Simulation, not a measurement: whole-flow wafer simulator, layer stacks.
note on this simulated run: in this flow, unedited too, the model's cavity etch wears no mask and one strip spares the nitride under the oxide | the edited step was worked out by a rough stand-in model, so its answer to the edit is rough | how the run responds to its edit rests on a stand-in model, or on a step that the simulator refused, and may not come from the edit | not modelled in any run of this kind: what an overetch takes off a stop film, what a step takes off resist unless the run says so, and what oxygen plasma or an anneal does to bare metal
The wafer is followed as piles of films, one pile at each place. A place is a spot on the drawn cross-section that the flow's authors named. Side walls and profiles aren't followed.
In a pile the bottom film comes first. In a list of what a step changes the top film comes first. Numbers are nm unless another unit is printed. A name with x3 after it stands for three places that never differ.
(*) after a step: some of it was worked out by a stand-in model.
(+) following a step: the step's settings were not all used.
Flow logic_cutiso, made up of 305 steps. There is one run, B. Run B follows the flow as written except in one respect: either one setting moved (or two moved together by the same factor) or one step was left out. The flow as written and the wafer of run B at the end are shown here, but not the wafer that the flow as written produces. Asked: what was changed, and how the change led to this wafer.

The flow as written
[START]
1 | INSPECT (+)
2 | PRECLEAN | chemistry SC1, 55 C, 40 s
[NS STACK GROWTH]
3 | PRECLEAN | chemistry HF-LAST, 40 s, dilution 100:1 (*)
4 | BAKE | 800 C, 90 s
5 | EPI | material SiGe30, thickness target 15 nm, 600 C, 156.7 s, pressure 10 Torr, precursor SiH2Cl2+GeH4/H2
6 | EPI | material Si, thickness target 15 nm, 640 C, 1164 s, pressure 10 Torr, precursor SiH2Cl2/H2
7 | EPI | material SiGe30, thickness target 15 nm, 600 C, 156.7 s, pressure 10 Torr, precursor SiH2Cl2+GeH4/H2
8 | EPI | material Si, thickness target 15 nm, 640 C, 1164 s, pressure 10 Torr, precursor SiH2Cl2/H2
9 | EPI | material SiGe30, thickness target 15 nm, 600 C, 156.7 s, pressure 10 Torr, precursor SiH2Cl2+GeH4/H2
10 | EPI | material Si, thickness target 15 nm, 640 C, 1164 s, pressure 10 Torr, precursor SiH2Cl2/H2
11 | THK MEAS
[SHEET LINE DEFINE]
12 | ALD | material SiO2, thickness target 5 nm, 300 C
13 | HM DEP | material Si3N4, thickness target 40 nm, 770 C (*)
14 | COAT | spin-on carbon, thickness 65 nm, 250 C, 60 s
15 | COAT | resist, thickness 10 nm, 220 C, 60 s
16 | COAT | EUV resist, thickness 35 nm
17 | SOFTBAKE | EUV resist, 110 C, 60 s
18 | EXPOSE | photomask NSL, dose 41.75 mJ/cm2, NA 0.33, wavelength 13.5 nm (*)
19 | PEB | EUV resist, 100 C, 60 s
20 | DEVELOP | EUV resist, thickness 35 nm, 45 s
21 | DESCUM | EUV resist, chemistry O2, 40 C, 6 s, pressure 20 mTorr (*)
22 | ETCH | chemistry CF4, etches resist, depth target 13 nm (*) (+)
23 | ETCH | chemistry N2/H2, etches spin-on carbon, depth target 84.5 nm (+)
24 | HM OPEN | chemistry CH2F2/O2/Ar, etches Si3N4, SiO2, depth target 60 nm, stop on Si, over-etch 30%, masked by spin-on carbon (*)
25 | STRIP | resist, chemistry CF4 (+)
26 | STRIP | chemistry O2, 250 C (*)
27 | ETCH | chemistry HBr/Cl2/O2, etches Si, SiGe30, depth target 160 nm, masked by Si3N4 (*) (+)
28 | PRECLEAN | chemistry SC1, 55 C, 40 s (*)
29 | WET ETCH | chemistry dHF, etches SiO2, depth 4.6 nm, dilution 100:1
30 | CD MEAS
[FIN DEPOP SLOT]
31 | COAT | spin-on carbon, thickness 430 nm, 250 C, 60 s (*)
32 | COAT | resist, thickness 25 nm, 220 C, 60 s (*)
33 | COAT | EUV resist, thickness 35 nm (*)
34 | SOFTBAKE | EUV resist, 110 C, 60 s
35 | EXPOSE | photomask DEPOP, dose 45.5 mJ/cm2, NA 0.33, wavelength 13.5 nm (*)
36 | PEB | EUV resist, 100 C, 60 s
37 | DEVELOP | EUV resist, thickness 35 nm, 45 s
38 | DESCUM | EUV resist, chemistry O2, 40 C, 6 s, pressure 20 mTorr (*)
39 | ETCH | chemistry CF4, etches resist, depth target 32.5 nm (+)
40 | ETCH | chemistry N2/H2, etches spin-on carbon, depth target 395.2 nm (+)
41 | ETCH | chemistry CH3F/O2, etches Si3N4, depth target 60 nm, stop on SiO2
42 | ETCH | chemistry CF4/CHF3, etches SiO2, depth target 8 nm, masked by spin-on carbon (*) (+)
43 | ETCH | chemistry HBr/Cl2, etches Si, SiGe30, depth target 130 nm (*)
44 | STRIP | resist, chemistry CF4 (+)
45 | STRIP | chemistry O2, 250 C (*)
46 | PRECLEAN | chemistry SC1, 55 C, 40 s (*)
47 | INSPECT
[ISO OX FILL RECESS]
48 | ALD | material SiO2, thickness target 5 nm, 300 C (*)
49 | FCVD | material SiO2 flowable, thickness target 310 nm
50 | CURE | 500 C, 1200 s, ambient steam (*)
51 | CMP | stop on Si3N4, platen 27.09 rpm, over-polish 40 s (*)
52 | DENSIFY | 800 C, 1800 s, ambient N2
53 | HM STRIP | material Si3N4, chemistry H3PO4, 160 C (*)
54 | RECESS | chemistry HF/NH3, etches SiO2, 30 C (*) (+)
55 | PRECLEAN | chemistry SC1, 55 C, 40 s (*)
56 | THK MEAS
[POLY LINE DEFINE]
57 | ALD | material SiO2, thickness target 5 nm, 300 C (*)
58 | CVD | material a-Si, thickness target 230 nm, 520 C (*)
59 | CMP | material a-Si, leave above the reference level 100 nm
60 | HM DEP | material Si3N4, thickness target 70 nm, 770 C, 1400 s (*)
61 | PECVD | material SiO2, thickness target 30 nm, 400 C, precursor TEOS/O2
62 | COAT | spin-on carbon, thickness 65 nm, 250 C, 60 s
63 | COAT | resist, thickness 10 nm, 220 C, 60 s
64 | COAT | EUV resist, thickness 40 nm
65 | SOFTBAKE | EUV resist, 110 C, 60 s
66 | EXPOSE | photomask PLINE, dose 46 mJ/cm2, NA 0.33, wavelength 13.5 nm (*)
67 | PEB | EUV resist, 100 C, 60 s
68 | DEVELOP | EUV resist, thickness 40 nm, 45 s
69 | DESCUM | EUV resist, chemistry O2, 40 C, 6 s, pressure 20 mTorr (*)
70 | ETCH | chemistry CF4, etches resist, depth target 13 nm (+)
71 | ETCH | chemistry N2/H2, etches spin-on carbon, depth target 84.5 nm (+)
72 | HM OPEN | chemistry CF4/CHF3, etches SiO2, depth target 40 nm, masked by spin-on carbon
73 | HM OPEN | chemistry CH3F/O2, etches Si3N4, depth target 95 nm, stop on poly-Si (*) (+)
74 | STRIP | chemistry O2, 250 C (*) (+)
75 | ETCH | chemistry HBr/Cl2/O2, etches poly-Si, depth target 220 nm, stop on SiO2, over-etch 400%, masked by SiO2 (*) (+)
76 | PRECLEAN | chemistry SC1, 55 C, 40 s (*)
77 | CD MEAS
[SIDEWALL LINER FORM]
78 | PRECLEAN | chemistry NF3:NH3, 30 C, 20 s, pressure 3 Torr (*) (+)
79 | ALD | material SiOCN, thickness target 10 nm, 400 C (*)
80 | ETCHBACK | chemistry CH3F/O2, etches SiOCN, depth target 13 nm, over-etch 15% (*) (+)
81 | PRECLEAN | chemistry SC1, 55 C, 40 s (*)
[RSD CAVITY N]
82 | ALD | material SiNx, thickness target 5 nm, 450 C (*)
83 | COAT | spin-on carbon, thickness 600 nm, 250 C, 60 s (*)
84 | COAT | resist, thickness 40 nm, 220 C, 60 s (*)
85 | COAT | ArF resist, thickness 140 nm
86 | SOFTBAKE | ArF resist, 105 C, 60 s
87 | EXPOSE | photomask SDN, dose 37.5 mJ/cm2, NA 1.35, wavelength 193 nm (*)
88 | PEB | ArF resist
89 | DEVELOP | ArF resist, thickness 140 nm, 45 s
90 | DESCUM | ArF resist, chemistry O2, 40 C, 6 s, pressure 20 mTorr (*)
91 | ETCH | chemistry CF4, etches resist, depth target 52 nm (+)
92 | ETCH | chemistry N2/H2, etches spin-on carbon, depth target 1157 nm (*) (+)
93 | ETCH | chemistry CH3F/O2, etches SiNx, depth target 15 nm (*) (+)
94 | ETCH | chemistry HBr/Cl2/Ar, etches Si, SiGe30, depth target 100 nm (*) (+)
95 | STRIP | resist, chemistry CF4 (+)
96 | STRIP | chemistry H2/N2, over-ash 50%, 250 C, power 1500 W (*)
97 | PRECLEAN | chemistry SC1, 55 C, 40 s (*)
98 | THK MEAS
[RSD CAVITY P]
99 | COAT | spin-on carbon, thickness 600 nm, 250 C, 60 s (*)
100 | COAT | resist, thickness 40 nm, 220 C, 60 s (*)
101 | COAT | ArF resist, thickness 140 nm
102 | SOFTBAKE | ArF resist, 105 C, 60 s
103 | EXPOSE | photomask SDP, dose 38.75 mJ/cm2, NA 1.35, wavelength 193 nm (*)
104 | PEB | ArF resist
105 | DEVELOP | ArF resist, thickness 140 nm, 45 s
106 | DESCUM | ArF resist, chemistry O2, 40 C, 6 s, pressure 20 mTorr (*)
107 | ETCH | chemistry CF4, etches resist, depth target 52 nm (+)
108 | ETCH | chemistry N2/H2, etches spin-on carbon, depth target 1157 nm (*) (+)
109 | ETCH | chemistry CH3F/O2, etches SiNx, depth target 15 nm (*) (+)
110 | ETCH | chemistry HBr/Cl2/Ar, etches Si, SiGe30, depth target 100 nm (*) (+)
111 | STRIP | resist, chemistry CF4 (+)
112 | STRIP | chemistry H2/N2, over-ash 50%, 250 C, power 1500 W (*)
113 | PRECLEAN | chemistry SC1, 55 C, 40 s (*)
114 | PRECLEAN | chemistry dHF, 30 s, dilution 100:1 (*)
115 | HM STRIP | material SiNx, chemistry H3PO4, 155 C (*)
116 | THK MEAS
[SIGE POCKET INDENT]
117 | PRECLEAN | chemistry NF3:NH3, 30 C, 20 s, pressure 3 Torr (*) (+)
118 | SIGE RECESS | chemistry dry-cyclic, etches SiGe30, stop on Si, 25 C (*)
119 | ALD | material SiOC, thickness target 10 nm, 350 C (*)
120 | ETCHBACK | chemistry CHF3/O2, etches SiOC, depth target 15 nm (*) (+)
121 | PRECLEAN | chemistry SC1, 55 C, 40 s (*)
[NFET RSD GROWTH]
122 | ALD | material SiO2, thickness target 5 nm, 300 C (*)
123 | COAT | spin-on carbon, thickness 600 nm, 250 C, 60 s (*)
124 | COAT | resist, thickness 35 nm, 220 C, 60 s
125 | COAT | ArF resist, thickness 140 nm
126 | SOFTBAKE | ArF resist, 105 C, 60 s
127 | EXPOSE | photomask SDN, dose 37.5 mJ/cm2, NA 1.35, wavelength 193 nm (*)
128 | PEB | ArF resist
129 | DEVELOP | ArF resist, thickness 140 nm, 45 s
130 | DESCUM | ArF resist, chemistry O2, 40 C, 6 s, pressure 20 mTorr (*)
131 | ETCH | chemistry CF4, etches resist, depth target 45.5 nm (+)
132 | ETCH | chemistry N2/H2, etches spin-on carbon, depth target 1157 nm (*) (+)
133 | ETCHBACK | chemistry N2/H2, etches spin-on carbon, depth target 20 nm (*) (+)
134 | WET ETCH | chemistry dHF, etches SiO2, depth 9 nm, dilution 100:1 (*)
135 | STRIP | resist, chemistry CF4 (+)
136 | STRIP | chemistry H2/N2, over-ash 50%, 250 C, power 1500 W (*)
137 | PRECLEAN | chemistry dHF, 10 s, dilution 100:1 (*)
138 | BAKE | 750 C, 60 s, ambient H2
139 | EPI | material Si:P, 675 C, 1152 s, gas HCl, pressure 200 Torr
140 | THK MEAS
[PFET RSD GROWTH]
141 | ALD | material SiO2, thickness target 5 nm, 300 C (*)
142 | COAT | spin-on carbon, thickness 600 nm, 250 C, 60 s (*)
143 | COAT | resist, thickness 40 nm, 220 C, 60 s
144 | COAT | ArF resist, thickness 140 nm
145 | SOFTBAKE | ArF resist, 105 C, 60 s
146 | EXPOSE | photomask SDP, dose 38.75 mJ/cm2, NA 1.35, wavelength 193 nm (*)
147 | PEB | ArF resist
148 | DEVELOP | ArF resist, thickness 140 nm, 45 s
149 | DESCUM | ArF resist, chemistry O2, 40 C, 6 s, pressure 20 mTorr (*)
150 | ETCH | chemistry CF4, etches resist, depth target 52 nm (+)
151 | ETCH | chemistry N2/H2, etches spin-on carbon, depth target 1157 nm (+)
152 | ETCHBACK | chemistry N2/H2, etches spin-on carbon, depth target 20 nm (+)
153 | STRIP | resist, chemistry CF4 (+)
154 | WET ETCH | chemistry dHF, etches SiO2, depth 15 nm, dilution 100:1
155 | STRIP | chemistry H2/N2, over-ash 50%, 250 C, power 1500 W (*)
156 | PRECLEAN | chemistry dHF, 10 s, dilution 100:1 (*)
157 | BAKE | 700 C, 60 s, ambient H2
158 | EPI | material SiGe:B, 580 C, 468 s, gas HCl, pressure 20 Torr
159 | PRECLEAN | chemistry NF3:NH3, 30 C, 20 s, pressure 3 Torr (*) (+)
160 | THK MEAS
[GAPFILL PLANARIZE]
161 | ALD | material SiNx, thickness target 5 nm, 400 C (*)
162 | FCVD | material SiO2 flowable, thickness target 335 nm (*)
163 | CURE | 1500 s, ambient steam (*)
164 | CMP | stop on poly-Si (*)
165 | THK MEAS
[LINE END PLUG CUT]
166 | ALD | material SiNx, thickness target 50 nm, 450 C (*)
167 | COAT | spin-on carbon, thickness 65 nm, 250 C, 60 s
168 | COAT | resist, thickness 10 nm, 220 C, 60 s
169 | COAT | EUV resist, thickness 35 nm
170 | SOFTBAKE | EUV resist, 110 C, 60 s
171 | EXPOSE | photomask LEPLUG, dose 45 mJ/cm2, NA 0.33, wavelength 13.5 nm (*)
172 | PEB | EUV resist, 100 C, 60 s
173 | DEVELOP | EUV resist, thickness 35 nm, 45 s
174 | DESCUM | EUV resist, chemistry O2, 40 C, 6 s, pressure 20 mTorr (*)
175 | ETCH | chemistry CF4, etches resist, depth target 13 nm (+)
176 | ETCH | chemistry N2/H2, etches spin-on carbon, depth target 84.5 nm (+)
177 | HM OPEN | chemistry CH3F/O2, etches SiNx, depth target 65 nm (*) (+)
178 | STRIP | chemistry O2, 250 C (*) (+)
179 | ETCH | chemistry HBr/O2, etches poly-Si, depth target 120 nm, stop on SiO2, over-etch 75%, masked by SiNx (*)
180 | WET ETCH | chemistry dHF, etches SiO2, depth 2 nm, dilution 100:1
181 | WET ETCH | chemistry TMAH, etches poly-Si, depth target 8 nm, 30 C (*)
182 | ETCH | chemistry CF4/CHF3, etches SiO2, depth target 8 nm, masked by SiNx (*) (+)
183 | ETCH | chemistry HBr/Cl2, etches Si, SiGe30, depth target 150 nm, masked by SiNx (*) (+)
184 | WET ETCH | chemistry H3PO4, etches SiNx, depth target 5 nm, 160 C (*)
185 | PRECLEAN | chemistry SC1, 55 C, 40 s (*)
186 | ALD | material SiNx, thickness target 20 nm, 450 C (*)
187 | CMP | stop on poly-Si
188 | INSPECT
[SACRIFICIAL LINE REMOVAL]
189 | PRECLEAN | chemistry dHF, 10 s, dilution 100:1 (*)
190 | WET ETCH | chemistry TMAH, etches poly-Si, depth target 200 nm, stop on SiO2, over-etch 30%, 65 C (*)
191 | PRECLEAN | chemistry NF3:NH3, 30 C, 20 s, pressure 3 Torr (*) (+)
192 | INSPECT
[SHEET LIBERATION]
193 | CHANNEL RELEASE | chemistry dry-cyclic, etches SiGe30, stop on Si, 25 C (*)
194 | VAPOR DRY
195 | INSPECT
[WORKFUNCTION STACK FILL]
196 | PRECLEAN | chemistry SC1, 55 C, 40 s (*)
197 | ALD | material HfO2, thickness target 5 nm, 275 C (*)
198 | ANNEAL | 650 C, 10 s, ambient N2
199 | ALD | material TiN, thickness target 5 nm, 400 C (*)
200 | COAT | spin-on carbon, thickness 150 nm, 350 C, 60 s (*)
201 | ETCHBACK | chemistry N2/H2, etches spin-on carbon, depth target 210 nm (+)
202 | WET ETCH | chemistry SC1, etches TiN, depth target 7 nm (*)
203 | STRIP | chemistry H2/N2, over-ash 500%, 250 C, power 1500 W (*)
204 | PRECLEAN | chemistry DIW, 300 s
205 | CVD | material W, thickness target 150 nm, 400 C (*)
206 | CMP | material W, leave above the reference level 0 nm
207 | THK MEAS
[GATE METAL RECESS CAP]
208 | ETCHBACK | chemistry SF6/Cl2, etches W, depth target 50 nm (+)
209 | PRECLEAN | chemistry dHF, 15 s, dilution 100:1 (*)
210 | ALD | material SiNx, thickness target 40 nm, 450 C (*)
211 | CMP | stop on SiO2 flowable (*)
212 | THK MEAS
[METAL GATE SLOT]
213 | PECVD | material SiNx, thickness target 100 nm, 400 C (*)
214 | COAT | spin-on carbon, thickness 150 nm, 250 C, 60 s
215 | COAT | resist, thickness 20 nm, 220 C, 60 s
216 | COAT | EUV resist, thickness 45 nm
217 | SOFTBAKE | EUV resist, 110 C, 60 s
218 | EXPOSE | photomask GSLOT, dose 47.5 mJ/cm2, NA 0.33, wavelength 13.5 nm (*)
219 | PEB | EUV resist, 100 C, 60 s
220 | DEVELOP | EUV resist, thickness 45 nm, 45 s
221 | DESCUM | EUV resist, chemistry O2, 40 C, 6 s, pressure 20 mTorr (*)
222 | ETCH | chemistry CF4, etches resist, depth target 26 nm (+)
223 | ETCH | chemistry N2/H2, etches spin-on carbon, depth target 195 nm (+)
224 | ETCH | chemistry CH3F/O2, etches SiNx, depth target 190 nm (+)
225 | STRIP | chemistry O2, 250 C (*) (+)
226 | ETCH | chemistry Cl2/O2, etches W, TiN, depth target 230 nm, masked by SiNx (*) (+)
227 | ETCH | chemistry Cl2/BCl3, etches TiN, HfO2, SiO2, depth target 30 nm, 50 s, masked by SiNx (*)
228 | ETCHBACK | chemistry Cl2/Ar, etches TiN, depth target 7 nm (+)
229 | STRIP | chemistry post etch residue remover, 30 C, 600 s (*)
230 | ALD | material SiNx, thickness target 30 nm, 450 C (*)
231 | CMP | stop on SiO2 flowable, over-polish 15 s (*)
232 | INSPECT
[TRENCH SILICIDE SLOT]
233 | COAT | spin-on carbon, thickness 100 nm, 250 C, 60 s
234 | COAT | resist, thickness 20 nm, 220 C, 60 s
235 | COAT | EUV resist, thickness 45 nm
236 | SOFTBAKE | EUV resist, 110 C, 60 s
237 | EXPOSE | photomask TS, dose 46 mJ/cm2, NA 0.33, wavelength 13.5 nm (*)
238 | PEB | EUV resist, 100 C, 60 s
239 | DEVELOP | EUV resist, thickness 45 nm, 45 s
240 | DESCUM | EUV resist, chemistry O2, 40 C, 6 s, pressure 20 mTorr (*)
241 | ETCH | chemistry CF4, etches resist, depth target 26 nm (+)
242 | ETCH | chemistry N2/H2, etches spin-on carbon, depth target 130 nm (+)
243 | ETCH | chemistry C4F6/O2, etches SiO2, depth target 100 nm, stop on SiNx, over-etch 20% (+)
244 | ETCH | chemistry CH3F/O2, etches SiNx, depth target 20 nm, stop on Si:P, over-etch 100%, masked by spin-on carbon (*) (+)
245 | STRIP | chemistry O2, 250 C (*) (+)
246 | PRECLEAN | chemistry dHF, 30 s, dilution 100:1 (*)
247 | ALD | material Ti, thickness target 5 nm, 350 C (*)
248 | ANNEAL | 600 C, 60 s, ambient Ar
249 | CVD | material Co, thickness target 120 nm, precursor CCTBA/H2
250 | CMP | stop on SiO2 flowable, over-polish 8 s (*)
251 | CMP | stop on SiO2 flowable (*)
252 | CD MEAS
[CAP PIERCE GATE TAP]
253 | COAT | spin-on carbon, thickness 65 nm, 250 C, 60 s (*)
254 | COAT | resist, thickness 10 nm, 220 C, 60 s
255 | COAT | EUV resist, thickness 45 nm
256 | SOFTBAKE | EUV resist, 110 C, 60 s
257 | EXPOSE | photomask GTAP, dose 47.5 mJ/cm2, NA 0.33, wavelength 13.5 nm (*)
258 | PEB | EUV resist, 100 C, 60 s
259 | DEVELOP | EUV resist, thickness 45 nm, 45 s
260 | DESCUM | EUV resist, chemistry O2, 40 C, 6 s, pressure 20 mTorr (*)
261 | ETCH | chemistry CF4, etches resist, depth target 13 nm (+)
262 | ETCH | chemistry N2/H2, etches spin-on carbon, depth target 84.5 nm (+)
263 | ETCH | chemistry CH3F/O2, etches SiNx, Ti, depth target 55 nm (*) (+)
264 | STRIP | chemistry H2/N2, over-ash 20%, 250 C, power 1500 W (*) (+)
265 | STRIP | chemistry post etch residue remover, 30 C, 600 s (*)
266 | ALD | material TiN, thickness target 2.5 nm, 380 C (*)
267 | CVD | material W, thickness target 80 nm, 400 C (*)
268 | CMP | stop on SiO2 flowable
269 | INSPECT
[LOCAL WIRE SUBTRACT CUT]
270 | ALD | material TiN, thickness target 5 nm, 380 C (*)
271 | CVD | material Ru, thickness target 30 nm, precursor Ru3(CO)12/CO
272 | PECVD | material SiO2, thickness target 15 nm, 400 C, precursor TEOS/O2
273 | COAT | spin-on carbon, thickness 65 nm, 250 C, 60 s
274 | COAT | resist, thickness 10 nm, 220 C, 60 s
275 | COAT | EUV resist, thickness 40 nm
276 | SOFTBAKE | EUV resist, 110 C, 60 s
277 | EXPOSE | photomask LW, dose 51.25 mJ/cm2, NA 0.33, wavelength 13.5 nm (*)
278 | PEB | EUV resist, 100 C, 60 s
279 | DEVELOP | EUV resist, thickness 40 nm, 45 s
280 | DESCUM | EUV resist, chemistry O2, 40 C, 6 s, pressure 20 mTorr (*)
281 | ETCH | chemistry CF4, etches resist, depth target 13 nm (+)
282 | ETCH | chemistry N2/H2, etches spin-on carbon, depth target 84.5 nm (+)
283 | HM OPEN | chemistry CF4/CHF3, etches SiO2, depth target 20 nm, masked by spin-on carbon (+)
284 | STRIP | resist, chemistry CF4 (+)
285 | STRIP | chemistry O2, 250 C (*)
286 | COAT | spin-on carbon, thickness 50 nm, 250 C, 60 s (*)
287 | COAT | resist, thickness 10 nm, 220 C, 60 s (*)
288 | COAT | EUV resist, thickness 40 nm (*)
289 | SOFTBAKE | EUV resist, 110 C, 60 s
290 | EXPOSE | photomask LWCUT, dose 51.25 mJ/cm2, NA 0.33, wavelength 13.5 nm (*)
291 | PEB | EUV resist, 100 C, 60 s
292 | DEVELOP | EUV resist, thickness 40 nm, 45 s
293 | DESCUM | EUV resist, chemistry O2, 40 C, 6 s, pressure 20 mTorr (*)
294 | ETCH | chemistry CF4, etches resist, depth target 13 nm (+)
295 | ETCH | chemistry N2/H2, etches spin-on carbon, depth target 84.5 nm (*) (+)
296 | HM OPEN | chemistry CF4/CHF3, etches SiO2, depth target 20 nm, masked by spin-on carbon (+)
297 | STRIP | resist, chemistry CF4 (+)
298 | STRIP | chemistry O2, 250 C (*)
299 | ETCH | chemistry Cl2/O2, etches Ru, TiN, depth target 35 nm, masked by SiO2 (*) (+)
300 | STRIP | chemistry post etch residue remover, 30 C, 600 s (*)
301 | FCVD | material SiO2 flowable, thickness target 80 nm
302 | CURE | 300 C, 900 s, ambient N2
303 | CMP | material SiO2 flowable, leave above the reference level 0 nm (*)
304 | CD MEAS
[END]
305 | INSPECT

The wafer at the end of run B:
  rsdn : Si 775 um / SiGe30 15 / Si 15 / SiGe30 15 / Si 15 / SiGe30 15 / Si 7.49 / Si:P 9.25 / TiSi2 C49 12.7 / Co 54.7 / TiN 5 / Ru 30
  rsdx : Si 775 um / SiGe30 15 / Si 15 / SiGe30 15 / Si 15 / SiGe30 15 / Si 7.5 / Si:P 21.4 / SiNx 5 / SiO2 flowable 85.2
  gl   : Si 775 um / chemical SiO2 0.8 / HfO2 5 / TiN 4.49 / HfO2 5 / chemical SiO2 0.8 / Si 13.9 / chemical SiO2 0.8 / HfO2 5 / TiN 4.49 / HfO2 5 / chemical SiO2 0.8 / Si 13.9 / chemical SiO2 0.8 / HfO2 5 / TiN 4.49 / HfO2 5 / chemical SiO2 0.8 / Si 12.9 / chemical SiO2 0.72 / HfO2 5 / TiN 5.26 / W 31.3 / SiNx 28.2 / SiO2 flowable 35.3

What caused this: step 92, ETCH: depth target 578.5 nm was run, though the flow has depth target 1157 nm.

Step by step, how the change led to this:
  92 | ETCH | chemistry N2/H2, etches spin-on carbon, depth target 1157 nm (*) (+)
      rsdn, rsdx: spin-on carbon loses 578.5 (in the flow as written it would be: spin-on carbon loses 710.5 (all of it), SiNx loses 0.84)
      depop, dpovl, gfld and 12 more: ArF resist loses 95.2 (all of it), resist loses 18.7 (in the flow as written it would be: ArF resist loses 95.2 (all of it), resist loses 26.2)
      (as well as at 5 more places)
  93 | ETCH | chemistry CH3F/O2, etches SiNx, depth target 15 nm (*) (+)
      rsdn, rsdx: spin-on carbon loses 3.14 (in the flow as written it would be: SiNx loses 4.16 (all of it))
      gl, gxn, tap: SiNx loses 4.39 (all of it), SiO2 loses 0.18 (in the flow as written it would be: SiNx loses 2.12 (all of it), SiO2 loses 0.17)
      (as well as at 2 more places)
  94 | ETCH | chemistry HBr/Cl2/Ar, etches Si, SiGe30, depth target 100 nm (*) (+)
      rsdn, rsdx: nothing (in the flow as written it would be: chemical SiO2 loses 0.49 (all of it), Si loses 12.8 (all of it), SiGe30 loses 15 (all of it), Si loses 15 (all of it), SiGe30 loses 15 (all of it), Si loses 15 (all of it), SiGe30 loses 15 (all of it), Si loses 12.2)
  95 | STRIP | resist, chemistry CF4 (+)
      gl, gxn, tap: SiO2 loses 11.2 (in the flow as written it would be: nothing)
      lnr: SiOCN loses 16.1 (in the flow as written it would be: nothing)
      (as well as at 16 more places)
  96 | STRIP | chemistry H2/N2, over-ash 50%, 250 C, power 1500 W (*)
      rsdn, rsdx: spin-on carbon loses 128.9 (all of it) (in the flow as written it would be: nothing)
  99 | COAT | spin-on carbon, thickness 600 nm, 250 C, 60 s (*)
      gl, gxn: spin-on carbon gains 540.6 (new film) (in the flow as written it would be: spin-on carbon gains 514.9 (new film))
      rsdn, rsdx: spin-on carbon gains 712 (new film) (in the flow as written it would be: spin-on carbon gains 802.8 (new film))
      (as well as at 12 more places)
  108 | ETCH | chemistry N2/H2, etches spin-on carbon, depth target 1157 nm (*) (+)
      depop, dpovl, gfld and 14 more: ArF resist loses 95.2 (all of it), resist loses 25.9 (in the flow as written it would be: ArF resist loses 95.2 (all of it), resist loses 25.2)
      glp, gxp: spin-on carbon loses 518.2 (all of it), SiNx loses 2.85 (in the flow as written it would be: spin-on carbon loses 503.9 (all of it), SiNx loses 2.78)
      (as well as at 3 more places)
  111 | STRIP | resist, chemistry CF4 (+)
      depop, dpovl, isow, ns, nsgap, plug, tap: resist loses 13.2 (all of it) (in the flow as written it would be: resist loses 14 (all of it))
      gxf, gxn, lnr, rsdx: resist loses 13.3 (all of it) (in the flow as written it would be: resist loses 14.1 (all of it))
      (as well as at 6 more places)
  112 | STRIP | chemistry H2/N2, over-ash 50%, 250 C, power 1500 W (*)
      gl, gxn: spin-on carbon loses 540.6 (all of it) (in the flow as written it would be: spin-on carbon loses 514.9 (all of it))
      rsdn, rsdx: spin-on carbon loses 712 (all of it) (in the flow as written it would be: spin-on carbon loses 802.8 (all of it))
      (as well as at 7 more places)
  114 | PRECLEAN | chemistry dHF, 30 s, dilution 100:1 (*)
      gl, gxn, tap: SiO2 loses 0.33 (all of it), Si3N4 loses 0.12 (in the flow as written it would be: SiO2 loses 4.88)
      rsdn, rsdx: SiNx loses 1 (in the flow as written it would be: chemical SiO2 loses 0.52 (all of it))
  115 | HM STRIP | material SiNx, chemistry H3PO4, 155 C (*)
      gl, gxn, tap: Si3N4 loses 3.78 (in the flow as written it would be: SiO2 loses 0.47)
      rsdn, rsdx: SiNx loses 3.99 (all of it), chemical SiO2 gains 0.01 (in the flow as written it would be: chemical SiO2 gains 0.5 (new film), Si loses 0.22)
  117 | PRECLEAN | chemistry NF3:NH3, 30 C, 20 s, pressure 3 Torr (*) (+)
      gl, gxn, tap: Si3N4 loses 0.2 (in the flow as written it would be: SiO2 loses 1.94)
  119 | ALD | material SiOC, thickness target 10 nm, 350 C (*)
      gxn: SiOC gains 10 (new film) (in the flow as written it would be: SiOC gains 11 (new film))
  120 | ETCHBACK | chemistry CHF3/O2, etches SiOC, depth target 15 nm (*) (+)
      gl, tap: SiOC loses 10 (all of it), Si3N4 loses 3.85 (in the flow as written it would be: SiOC loses 10 (all of it), SiO2 loses 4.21 (all of it), Si3N4 loses 0.61)
      rsdn, rsdx: SiOC loses 10 (all of it), Si loses 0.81 (in the flow as written it would be: SiOC loses 10 (all of it))
      (as well as at 1 more place)
  122 | ALD | material SiO2, thickness target 5 nm, 300 C (*)
      gxn: SiO2 gains 5 (new film) (in the flow as written it would be: SiO2 gains 6.76 (new film))
  123 | COAT | spin-on carbon, thickness 600 nm, 250 C, 60 s (*)
      gl, tap: spin-on carbon gains 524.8 (new film) (in the flow as written it would be: spin-on carbon gains 507 (new film))
      rsdn, rsdx: spin-on carbon gains 693.7 (new film) (in the flow as written it would be: spin-on carbon gains 783.3 (new film))
      (as well as at 3 more places)
  ... 10 other steps ...
  164 | CMP | stop on poly-Si (*)
      gxn: SiO2 flowable loses 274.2 (all of it), SiNx loses 5 (all of it), Si3N4 loses 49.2 (all of it) (in the flow as written it would be: SiO2 flowable loses 264.5 (all of it), SiNx loses 5 (all of it), SiO2 loses 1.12 (all of it), Si3N4 loses 60.3 (all of it))
      gl, tap: SiO2 flowable loses 274.2 (all of it), SiNx loses 5 (all of it), Si3N4 loses 49.2 (all of it) (in the flow as written it would be: SiO2 flowable loses 270.7 (all of it), SiNx loses 5 (all of it), Si3N4 loses 55.3 (all of it))
      (as well as at 2 more places)
